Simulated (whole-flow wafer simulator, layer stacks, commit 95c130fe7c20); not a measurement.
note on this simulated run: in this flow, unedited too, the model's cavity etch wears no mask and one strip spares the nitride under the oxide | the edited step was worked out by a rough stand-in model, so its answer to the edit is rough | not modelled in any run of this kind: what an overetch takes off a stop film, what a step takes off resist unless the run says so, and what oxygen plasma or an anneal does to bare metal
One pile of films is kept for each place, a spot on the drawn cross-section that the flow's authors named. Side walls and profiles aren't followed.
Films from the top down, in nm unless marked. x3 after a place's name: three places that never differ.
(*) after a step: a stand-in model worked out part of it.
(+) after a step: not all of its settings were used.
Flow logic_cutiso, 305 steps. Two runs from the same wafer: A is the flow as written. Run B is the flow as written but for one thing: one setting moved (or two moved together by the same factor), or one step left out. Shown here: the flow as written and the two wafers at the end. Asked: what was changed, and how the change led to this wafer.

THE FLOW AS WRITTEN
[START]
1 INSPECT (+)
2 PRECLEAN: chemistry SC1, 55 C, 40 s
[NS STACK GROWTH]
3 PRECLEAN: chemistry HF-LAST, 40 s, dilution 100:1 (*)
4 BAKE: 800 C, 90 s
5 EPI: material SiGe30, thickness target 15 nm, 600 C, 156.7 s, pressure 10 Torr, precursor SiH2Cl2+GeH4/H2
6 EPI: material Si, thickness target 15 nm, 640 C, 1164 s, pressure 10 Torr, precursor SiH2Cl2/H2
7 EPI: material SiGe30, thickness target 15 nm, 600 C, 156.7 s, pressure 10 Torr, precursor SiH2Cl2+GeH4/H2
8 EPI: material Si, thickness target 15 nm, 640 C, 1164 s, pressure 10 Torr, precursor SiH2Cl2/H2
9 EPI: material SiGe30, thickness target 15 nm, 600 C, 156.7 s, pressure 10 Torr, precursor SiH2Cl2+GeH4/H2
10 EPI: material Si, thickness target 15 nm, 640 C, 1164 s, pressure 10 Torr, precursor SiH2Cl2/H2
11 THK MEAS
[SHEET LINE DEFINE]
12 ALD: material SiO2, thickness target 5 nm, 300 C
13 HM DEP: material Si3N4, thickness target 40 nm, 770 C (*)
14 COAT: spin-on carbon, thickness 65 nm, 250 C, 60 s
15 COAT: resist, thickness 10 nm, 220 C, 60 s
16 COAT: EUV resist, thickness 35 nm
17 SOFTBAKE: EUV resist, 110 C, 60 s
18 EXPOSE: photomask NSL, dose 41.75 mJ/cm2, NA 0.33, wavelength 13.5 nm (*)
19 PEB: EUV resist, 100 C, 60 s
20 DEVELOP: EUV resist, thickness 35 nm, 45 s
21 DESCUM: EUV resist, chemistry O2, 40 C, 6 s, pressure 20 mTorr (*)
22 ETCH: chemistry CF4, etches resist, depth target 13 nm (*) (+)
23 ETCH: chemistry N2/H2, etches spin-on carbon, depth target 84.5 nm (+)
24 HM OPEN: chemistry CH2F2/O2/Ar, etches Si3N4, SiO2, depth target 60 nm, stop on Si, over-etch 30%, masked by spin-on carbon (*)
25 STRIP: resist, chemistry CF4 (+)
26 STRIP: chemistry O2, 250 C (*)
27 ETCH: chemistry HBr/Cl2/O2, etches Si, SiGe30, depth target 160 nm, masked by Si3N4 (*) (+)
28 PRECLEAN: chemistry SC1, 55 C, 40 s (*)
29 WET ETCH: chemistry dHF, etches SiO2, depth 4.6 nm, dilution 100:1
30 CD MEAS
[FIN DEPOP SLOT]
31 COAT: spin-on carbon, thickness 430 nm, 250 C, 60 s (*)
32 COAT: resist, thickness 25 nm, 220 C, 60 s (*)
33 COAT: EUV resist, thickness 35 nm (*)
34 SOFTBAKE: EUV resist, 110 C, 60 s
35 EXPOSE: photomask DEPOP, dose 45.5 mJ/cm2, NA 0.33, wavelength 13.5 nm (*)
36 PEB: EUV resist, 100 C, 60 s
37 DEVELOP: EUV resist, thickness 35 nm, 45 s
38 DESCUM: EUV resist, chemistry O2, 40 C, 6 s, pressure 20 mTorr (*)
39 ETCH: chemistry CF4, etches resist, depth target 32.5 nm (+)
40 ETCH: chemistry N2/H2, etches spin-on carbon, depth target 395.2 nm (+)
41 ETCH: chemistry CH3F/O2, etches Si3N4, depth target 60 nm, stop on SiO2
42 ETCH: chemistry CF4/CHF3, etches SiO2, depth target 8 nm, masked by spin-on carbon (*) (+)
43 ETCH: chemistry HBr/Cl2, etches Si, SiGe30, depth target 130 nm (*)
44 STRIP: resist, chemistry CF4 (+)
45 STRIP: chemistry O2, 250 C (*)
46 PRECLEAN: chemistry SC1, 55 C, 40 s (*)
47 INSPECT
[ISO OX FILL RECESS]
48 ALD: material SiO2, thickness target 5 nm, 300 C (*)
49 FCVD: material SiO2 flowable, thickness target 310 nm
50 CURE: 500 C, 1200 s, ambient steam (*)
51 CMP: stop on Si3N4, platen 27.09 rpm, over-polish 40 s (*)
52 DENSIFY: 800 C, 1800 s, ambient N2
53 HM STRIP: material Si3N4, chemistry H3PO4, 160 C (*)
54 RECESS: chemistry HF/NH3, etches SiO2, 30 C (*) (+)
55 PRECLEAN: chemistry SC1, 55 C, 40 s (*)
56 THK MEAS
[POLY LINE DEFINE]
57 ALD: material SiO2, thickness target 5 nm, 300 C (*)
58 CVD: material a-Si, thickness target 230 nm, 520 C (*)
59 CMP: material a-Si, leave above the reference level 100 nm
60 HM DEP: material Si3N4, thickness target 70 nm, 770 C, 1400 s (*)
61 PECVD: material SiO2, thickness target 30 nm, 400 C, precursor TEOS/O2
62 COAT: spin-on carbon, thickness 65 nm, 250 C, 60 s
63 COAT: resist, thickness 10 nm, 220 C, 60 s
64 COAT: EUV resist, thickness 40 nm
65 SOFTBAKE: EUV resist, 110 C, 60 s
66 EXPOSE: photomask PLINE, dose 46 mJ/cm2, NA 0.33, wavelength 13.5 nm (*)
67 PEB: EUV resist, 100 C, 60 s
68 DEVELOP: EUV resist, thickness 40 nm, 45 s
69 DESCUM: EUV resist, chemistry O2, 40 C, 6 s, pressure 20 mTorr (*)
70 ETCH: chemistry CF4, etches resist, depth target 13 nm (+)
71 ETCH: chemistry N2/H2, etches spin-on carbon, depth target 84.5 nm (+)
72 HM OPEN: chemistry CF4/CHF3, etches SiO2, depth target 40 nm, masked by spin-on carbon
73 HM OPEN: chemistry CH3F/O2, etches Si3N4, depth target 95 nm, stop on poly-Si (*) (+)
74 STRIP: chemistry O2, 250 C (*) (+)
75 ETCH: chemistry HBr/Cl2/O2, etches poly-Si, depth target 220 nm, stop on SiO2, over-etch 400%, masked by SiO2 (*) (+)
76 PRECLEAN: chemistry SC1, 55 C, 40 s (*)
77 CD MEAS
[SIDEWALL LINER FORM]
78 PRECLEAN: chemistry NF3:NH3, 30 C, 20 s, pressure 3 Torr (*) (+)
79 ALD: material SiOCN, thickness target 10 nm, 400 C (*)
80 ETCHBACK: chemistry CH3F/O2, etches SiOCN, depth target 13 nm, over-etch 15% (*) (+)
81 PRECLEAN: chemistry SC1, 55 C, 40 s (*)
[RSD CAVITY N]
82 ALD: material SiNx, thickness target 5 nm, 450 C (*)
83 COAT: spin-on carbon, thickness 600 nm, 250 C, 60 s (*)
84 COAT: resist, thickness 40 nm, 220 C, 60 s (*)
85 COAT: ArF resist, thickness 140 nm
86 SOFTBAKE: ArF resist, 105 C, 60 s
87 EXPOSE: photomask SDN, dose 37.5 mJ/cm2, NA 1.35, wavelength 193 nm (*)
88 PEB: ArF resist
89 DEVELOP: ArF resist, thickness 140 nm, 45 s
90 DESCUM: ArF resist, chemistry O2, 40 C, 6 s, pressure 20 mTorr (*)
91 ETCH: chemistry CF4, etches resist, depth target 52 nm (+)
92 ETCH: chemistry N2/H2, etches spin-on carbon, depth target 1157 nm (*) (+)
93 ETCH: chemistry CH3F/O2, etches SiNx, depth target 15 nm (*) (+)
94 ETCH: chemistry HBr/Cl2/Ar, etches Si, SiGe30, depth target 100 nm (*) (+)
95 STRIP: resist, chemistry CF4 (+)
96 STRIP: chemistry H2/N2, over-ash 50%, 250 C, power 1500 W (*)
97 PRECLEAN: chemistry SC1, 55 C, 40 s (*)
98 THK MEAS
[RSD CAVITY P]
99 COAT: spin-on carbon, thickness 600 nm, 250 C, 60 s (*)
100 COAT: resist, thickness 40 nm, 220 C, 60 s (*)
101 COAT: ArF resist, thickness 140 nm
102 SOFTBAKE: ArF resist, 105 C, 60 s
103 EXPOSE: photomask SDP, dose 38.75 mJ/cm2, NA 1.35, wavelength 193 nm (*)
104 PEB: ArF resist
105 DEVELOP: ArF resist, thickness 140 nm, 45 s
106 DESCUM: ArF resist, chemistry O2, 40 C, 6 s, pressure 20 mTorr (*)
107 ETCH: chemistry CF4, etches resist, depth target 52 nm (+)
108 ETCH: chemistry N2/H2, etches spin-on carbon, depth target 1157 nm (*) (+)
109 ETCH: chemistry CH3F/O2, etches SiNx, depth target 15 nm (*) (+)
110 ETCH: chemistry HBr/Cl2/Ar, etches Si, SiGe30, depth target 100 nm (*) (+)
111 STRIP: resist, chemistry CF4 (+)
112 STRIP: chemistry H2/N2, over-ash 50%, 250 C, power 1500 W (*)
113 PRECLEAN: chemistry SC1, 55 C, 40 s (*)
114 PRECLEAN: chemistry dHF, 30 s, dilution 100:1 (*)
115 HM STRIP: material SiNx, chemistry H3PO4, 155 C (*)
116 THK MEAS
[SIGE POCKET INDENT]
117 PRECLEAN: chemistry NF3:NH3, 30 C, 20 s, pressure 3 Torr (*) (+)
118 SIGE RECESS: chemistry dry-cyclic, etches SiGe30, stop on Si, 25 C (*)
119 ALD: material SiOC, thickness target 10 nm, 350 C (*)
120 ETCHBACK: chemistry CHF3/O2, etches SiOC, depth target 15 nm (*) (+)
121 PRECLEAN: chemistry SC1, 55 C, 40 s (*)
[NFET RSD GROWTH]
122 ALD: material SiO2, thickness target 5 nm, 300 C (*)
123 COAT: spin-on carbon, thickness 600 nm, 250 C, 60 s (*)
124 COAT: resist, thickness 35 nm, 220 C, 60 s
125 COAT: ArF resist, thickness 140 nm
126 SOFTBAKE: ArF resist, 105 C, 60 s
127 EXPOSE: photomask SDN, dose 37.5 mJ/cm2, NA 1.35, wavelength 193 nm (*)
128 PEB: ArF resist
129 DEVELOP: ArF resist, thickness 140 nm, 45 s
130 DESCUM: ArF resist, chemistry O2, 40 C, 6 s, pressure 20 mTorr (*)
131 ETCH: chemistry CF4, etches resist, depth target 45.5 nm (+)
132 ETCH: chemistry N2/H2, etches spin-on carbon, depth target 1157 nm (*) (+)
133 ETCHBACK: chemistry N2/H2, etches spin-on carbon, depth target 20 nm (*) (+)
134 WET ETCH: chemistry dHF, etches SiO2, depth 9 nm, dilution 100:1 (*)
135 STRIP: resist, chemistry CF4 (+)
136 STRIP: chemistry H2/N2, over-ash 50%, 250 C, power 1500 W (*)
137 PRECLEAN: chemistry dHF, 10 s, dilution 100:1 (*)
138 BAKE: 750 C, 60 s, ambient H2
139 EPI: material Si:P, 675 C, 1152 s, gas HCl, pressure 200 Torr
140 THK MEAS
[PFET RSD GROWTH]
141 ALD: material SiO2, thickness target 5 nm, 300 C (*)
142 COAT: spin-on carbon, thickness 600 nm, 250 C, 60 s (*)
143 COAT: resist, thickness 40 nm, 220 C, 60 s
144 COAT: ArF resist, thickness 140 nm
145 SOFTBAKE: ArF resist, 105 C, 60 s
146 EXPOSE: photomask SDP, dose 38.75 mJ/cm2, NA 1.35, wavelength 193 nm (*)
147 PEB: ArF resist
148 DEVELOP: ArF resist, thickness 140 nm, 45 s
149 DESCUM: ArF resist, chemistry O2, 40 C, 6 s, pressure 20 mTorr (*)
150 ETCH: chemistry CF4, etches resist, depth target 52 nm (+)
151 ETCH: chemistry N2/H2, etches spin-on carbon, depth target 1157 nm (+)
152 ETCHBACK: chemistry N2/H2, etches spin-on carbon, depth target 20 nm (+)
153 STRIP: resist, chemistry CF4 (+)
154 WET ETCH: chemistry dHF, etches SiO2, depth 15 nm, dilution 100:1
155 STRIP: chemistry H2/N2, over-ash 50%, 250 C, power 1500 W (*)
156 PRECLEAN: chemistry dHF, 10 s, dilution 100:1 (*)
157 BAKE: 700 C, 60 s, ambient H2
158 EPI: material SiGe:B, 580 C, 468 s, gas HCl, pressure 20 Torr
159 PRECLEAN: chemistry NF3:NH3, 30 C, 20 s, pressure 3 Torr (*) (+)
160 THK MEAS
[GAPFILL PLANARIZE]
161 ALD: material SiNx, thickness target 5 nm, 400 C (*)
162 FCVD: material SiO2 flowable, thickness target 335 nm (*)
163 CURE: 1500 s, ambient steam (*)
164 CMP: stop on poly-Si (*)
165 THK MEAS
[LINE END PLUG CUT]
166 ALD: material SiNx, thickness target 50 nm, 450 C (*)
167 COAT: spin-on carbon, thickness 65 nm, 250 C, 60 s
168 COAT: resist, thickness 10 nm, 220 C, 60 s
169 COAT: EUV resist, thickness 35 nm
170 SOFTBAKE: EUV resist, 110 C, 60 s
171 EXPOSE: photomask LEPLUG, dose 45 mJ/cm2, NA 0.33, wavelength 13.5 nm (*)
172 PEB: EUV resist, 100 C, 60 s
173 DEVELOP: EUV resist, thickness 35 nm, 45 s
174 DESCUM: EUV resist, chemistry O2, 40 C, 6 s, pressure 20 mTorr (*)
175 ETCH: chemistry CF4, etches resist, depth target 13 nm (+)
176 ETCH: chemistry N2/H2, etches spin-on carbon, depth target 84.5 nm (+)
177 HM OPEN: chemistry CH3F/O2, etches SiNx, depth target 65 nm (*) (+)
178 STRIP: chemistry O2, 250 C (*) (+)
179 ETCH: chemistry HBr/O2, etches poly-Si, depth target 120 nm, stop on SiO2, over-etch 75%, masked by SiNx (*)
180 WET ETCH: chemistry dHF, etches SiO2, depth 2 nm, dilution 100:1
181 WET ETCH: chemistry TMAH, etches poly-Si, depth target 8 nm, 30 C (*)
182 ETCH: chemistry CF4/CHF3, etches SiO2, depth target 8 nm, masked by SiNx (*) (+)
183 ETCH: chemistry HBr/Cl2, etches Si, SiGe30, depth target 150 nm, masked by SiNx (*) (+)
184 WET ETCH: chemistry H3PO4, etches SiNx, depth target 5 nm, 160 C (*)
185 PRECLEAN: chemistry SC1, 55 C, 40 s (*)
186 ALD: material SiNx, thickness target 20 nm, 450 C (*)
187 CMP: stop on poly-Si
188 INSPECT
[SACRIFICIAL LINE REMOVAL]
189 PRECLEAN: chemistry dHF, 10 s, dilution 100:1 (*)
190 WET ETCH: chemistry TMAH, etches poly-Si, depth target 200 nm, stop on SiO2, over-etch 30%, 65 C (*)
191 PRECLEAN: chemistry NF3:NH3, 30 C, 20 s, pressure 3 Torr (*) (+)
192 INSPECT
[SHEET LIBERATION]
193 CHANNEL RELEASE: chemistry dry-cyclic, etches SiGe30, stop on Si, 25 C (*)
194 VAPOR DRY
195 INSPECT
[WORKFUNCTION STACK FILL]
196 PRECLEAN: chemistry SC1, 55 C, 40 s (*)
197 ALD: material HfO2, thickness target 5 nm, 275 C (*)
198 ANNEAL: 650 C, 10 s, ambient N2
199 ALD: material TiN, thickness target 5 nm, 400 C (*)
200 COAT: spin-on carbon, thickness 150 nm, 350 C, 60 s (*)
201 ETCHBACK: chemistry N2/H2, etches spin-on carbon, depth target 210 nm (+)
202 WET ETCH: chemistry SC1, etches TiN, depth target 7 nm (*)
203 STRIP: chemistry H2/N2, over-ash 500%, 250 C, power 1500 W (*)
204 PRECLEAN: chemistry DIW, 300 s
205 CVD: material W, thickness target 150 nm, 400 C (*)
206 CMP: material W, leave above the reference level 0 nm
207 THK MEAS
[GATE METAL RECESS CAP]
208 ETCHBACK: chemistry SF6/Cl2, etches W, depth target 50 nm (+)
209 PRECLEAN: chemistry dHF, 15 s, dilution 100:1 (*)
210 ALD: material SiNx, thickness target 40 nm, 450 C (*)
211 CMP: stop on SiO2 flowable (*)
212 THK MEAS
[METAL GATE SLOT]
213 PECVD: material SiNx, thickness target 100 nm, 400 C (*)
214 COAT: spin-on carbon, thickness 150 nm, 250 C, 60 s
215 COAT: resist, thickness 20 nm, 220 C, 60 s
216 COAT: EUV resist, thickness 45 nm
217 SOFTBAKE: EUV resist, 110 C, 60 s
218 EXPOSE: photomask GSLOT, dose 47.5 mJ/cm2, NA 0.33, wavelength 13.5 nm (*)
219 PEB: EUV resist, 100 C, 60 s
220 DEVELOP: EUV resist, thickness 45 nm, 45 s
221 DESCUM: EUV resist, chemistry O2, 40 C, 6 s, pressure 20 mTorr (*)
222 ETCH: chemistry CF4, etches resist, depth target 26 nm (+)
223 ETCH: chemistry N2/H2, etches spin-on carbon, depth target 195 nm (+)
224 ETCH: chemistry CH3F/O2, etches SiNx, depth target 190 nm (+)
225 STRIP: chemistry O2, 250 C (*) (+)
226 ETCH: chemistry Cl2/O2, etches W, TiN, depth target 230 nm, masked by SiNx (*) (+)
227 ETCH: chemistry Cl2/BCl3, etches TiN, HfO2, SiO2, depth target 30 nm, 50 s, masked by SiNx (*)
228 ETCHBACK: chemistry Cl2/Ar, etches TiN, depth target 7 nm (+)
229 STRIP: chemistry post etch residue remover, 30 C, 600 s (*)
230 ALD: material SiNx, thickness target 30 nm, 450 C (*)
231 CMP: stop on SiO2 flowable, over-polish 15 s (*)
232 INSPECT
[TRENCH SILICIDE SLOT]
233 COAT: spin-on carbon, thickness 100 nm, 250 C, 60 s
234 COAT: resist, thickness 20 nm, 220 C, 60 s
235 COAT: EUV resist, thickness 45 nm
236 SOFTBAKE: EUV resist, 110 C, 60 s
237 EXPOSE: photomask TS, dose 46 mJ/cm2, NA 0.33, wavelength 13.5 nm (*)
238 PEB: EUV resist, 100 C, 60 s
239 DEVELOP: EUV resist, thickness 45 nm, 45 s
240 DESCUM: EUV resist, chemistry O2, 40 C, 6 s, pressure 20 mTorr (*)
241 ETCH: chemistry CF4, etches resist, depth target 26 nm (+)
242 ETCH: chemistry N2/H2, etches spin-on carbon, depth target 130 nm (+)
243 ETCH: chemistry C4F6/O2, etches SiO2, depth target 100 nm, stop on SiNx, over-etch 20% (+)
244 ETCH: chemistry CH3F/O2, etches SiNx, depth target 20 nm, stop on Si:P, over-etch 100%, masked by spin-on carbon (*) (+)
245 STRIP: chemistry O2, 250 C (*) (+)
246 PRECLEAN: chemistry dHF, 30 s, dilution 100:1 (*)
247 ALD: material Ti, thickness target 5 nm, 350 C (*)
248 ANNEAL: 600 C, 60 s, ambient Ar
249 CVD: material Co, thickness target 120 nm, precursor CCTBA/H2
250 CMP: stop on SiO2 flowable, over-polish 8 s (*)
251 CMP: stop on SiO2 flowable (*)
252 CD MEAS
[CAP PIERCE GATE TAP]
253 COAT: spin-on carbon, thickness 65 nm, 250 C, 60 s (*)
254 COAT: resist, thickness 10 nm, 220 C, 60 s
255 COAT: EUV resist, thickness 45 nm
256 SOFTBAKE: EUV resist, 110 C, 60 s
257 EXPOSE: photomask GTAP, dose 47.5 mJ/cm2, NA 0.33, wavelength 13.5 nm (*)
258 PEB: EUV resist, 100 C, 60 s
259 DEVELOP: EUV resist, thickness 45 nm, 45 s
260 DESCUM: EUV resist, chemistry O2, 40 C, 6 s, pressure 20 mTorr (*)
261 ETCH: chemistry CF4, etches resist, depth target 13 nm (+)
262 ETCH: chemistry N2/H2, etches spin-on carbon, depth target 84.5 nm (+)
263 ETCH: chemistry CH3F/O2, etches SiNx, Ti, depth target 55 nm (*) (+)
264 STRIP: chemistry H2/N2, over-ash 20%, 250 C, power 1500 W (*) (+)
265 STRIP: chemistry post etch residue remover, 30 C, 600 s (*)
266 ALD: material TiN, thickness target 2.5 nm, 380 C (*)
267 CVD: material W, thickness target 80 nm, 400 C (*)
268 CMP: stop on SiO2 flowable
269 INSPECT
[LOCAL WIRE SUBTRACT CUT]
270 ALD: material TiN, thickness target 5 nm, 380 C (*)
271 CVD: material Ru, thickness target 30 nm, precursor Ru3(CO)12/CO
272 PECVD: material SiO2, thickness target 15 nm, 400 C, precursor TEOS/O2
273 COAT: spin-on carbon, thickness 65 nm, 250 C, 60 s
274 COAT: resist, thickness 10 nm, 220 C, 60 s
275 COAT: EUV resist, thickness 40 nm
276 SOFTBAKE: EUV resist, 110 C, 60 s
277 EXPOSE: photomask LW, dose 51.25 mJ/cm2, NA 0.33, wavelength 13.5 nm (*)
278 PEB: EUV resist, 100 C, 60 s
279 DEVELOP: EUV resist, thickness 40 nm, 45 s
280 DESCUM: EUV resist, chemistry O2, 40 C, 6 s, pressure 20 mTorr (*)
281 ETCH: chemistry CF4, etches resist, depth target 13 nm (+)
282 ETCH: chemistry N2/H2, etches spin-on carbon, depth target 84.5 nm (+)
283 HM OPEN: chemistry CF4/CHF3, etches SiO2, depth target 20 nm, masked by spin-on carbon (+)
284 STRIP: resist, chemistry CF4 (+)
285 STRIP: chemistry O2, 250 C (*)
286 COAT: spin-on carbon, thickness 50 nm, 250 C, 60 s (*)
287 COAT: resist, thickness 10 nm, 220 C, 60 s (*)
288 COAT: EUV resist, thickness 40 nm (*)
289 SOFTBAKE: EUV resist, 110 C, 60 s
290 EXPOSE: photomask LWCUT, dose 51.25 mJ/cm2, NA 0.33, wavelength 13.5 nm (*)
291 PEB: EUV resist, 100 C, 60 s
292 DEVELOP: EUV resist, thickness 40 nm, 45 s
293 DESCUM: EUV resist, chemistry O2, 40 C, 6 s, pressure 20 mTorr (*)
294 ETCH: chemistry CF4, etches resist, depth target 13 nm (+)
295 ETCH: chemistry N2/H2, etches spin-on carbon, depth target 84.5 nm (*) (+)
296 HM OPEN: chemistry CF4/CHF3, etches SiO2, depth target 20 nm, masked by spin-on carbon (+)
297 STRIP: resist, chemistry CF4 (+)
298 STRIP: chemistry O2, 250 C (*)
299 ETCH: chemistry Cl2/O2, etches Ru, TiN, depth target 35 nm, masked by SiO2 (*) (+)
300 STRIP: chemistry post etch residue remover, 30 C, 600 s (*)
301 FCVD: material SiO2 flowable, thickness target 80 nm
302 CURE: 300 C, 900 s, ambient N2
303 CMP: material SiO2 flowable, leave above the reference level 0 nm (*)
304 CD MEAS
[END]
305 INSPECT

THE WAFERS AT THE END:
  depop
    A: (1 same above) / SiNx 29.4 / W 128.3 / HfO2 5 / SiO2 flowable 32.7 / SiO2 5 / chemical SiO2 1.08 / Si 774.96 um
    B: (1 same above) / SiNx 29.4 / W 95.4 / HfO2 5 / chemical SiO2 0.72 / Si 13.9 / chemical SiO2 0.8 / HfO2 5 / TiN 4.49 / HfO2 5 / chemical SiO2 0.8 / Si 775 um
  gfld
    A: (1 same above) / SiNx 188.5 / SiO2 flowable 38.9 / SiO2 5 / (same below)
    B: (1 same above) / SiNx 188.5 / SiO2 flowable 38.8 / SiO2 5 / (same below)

The cause: step 43, ETCH: depth target 52 nm was run, where the flow has depth target 130 nm.

How the change led to this, step by step:
  43 ETCH: chemistry HBr/Cl2, etches Si, SiGe30, depth target 130 nm (*)
      depop: A Si -14 (all of it), SiGe30 -15 (all of it), Si -15 (all of it), SiGe30 -15 (all of it), Si -15 (all of it), SiGe30 -15 (all of it), Si -41 | B Si -14 (all of it), SiGe30 -15 (all of it), Si -15 (all of it), SiGe30 -7.98
      dpovl, gl, glp and 16 more: A spin-on carbon -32 | B spin-on carbon -16.4
      (and at 2 more places)
  45 STRIP: chemistry O2, 250 C (*)
      depop: A chemical SiO2 +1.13 (new film), Si -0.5 | B chemical SiO2 +1.54 (new film), SiGe30 -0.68
      gfld, lnri: A chemical SiO2 +0.82 (new film), spin-on carbon -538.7 (all of it), Si -0.36 | B chemical SiO2 +0.82 (new film), spin-on carbon -554.3 (all of it), Si -0.36
      (and at 19 more places)
  49 FCVD: material SiO2 flowable, thickness target 310 nm
      dpovl, nsgap: A SiO2 flowable +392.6 (new film) | B SiO2 flowable +400.8 (new film)
      depop: A SiO2 flowable +359.9 (new film) | B SiO2 flowable +289.8 (new film)
      (and at 2 more places)
  51 CMP: stop on Si3N4, platen 27.09 rpm, over-polish 40 s (*)
      depop: A SiO2 flowable -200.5 | B SiO2 flowable -208.6
      dpovl: A SiO2 flowable -200.4 | B SiO2 flowable -208.5
      (and at 3 more places)
  52 DENSIFY: 800 C, 1800 s, ambient N2
      depop: A SiO2 flowable -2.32 | B SiO2 flowable -1.01
  54 RECESS: chemistry HF/NH3, etches SiO2, 30 C (*) (+)
      depop: A SiO2 flowable -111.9 | B SiO2 flowable -70.4 (all of it), SiO2 -5 (all of it), chemical SiO2 -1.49 (all of it)
  55 PRECLEAN: chemistry SC1, 55 C, 40 s (*)
      depop: A SiO2 flowable -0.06 | B chemical SiO2 +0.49 (new film), SiGe30 -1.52
  58 CVD: material a-Si, thickness target 230 nm, 520 C (*)
      dpovl, nsgap: A a-Si +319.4 (new film) | B a-Si +265.4 (new film)
      depop: A a-Si +319.4 (new film) | B a-Si +230 (new film)
  59 CMP: material a-Si, leave above the reference level 100 nm
      depop, dpovl, nsgap: A a-Si -130 | B a-Si -75.9
  60 HM DEP: material Si3N4, thickness target 70 nm, 770 C, 1400 s (*)
      depop: A Si3N4 +70 (new film), poly-Si +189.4 (new film), a-Si -189.4 (all of it) | B Si3N4 +70 (new film), poly-Si +154.1 (new film), a-Si -154.1 (all of it)
  190 WET ETCH: chemistry TMAH, etches poly-Si, depth target 200 nm, stop on SiO2, over-etch 30%, 65 C (*)
      depop: A poly-Si -189.4 (all of it) | B poly-Si -154.1 (all of it)
  191 PRECLEAN: chemistry NF3:NH3, 30 C, 20 s, pressure 3 Torr (*) (+)
      depop: A SiO2 -5 (all of it), SiO2 flowable -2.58 | B SiO2 -5 (all of it), chemical SiO2 -0.49 (all of it)
  193 CHANNEL RELEASE: chemistry dry-cyclic, etches SiGe30, stop on Si, 25 C (*)
      depop: A nothing | B chemical SiO2 +0.8 (new film), SiGe30 -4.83 (all of it), Si -1.08, chemical SiO2 +0.8 (new film), cavity +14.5 (new film), chemical SiO2 +0.8 (new film), SiGe30 -15 (all of it), Si -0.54
  197 ALD: material HfO2, thickness target 5 nm, 275 C (*)
      depop: A HfO2 +5 (new film) | B HfO2 +5 (new film), HfO2 +5 (new film), cavity -10, HfO2 +5 (new film)
  199 ALD: material TiN, thickness target 5 nm, 400 C (*)
      depop: A TiN +5 (new film) | B TiN +5 (new film), TiN +4.49 (new film), cavity -4.49 (all of it)
  200 COAT: spin-on carbon, thickness 150 nm, 350 C, 60 s (*)
      depop: A spin-on carbon +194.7 (new film) | B spin-on carbon +166.3 (new film)
      dpovl: A spin-on carbon +194.8 (new film) | B spin-on carbon +199.1 (new film)
      (and at 2 more places)
  ... 1 more step ...
  205 CVD: material W, thickness target 150 nm, 400 C (*)
      depop: A W +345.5 (new film) | B W +312.7 (new film)
Counting metal films that touch as one body, depop has 2 bodies (between them, from the top down: HfO2 5 / chemical SiO2 0.72 / Si 13.9 / chemical SiO2 0.8 / HfO2 5); the flow as written gives 1 body.
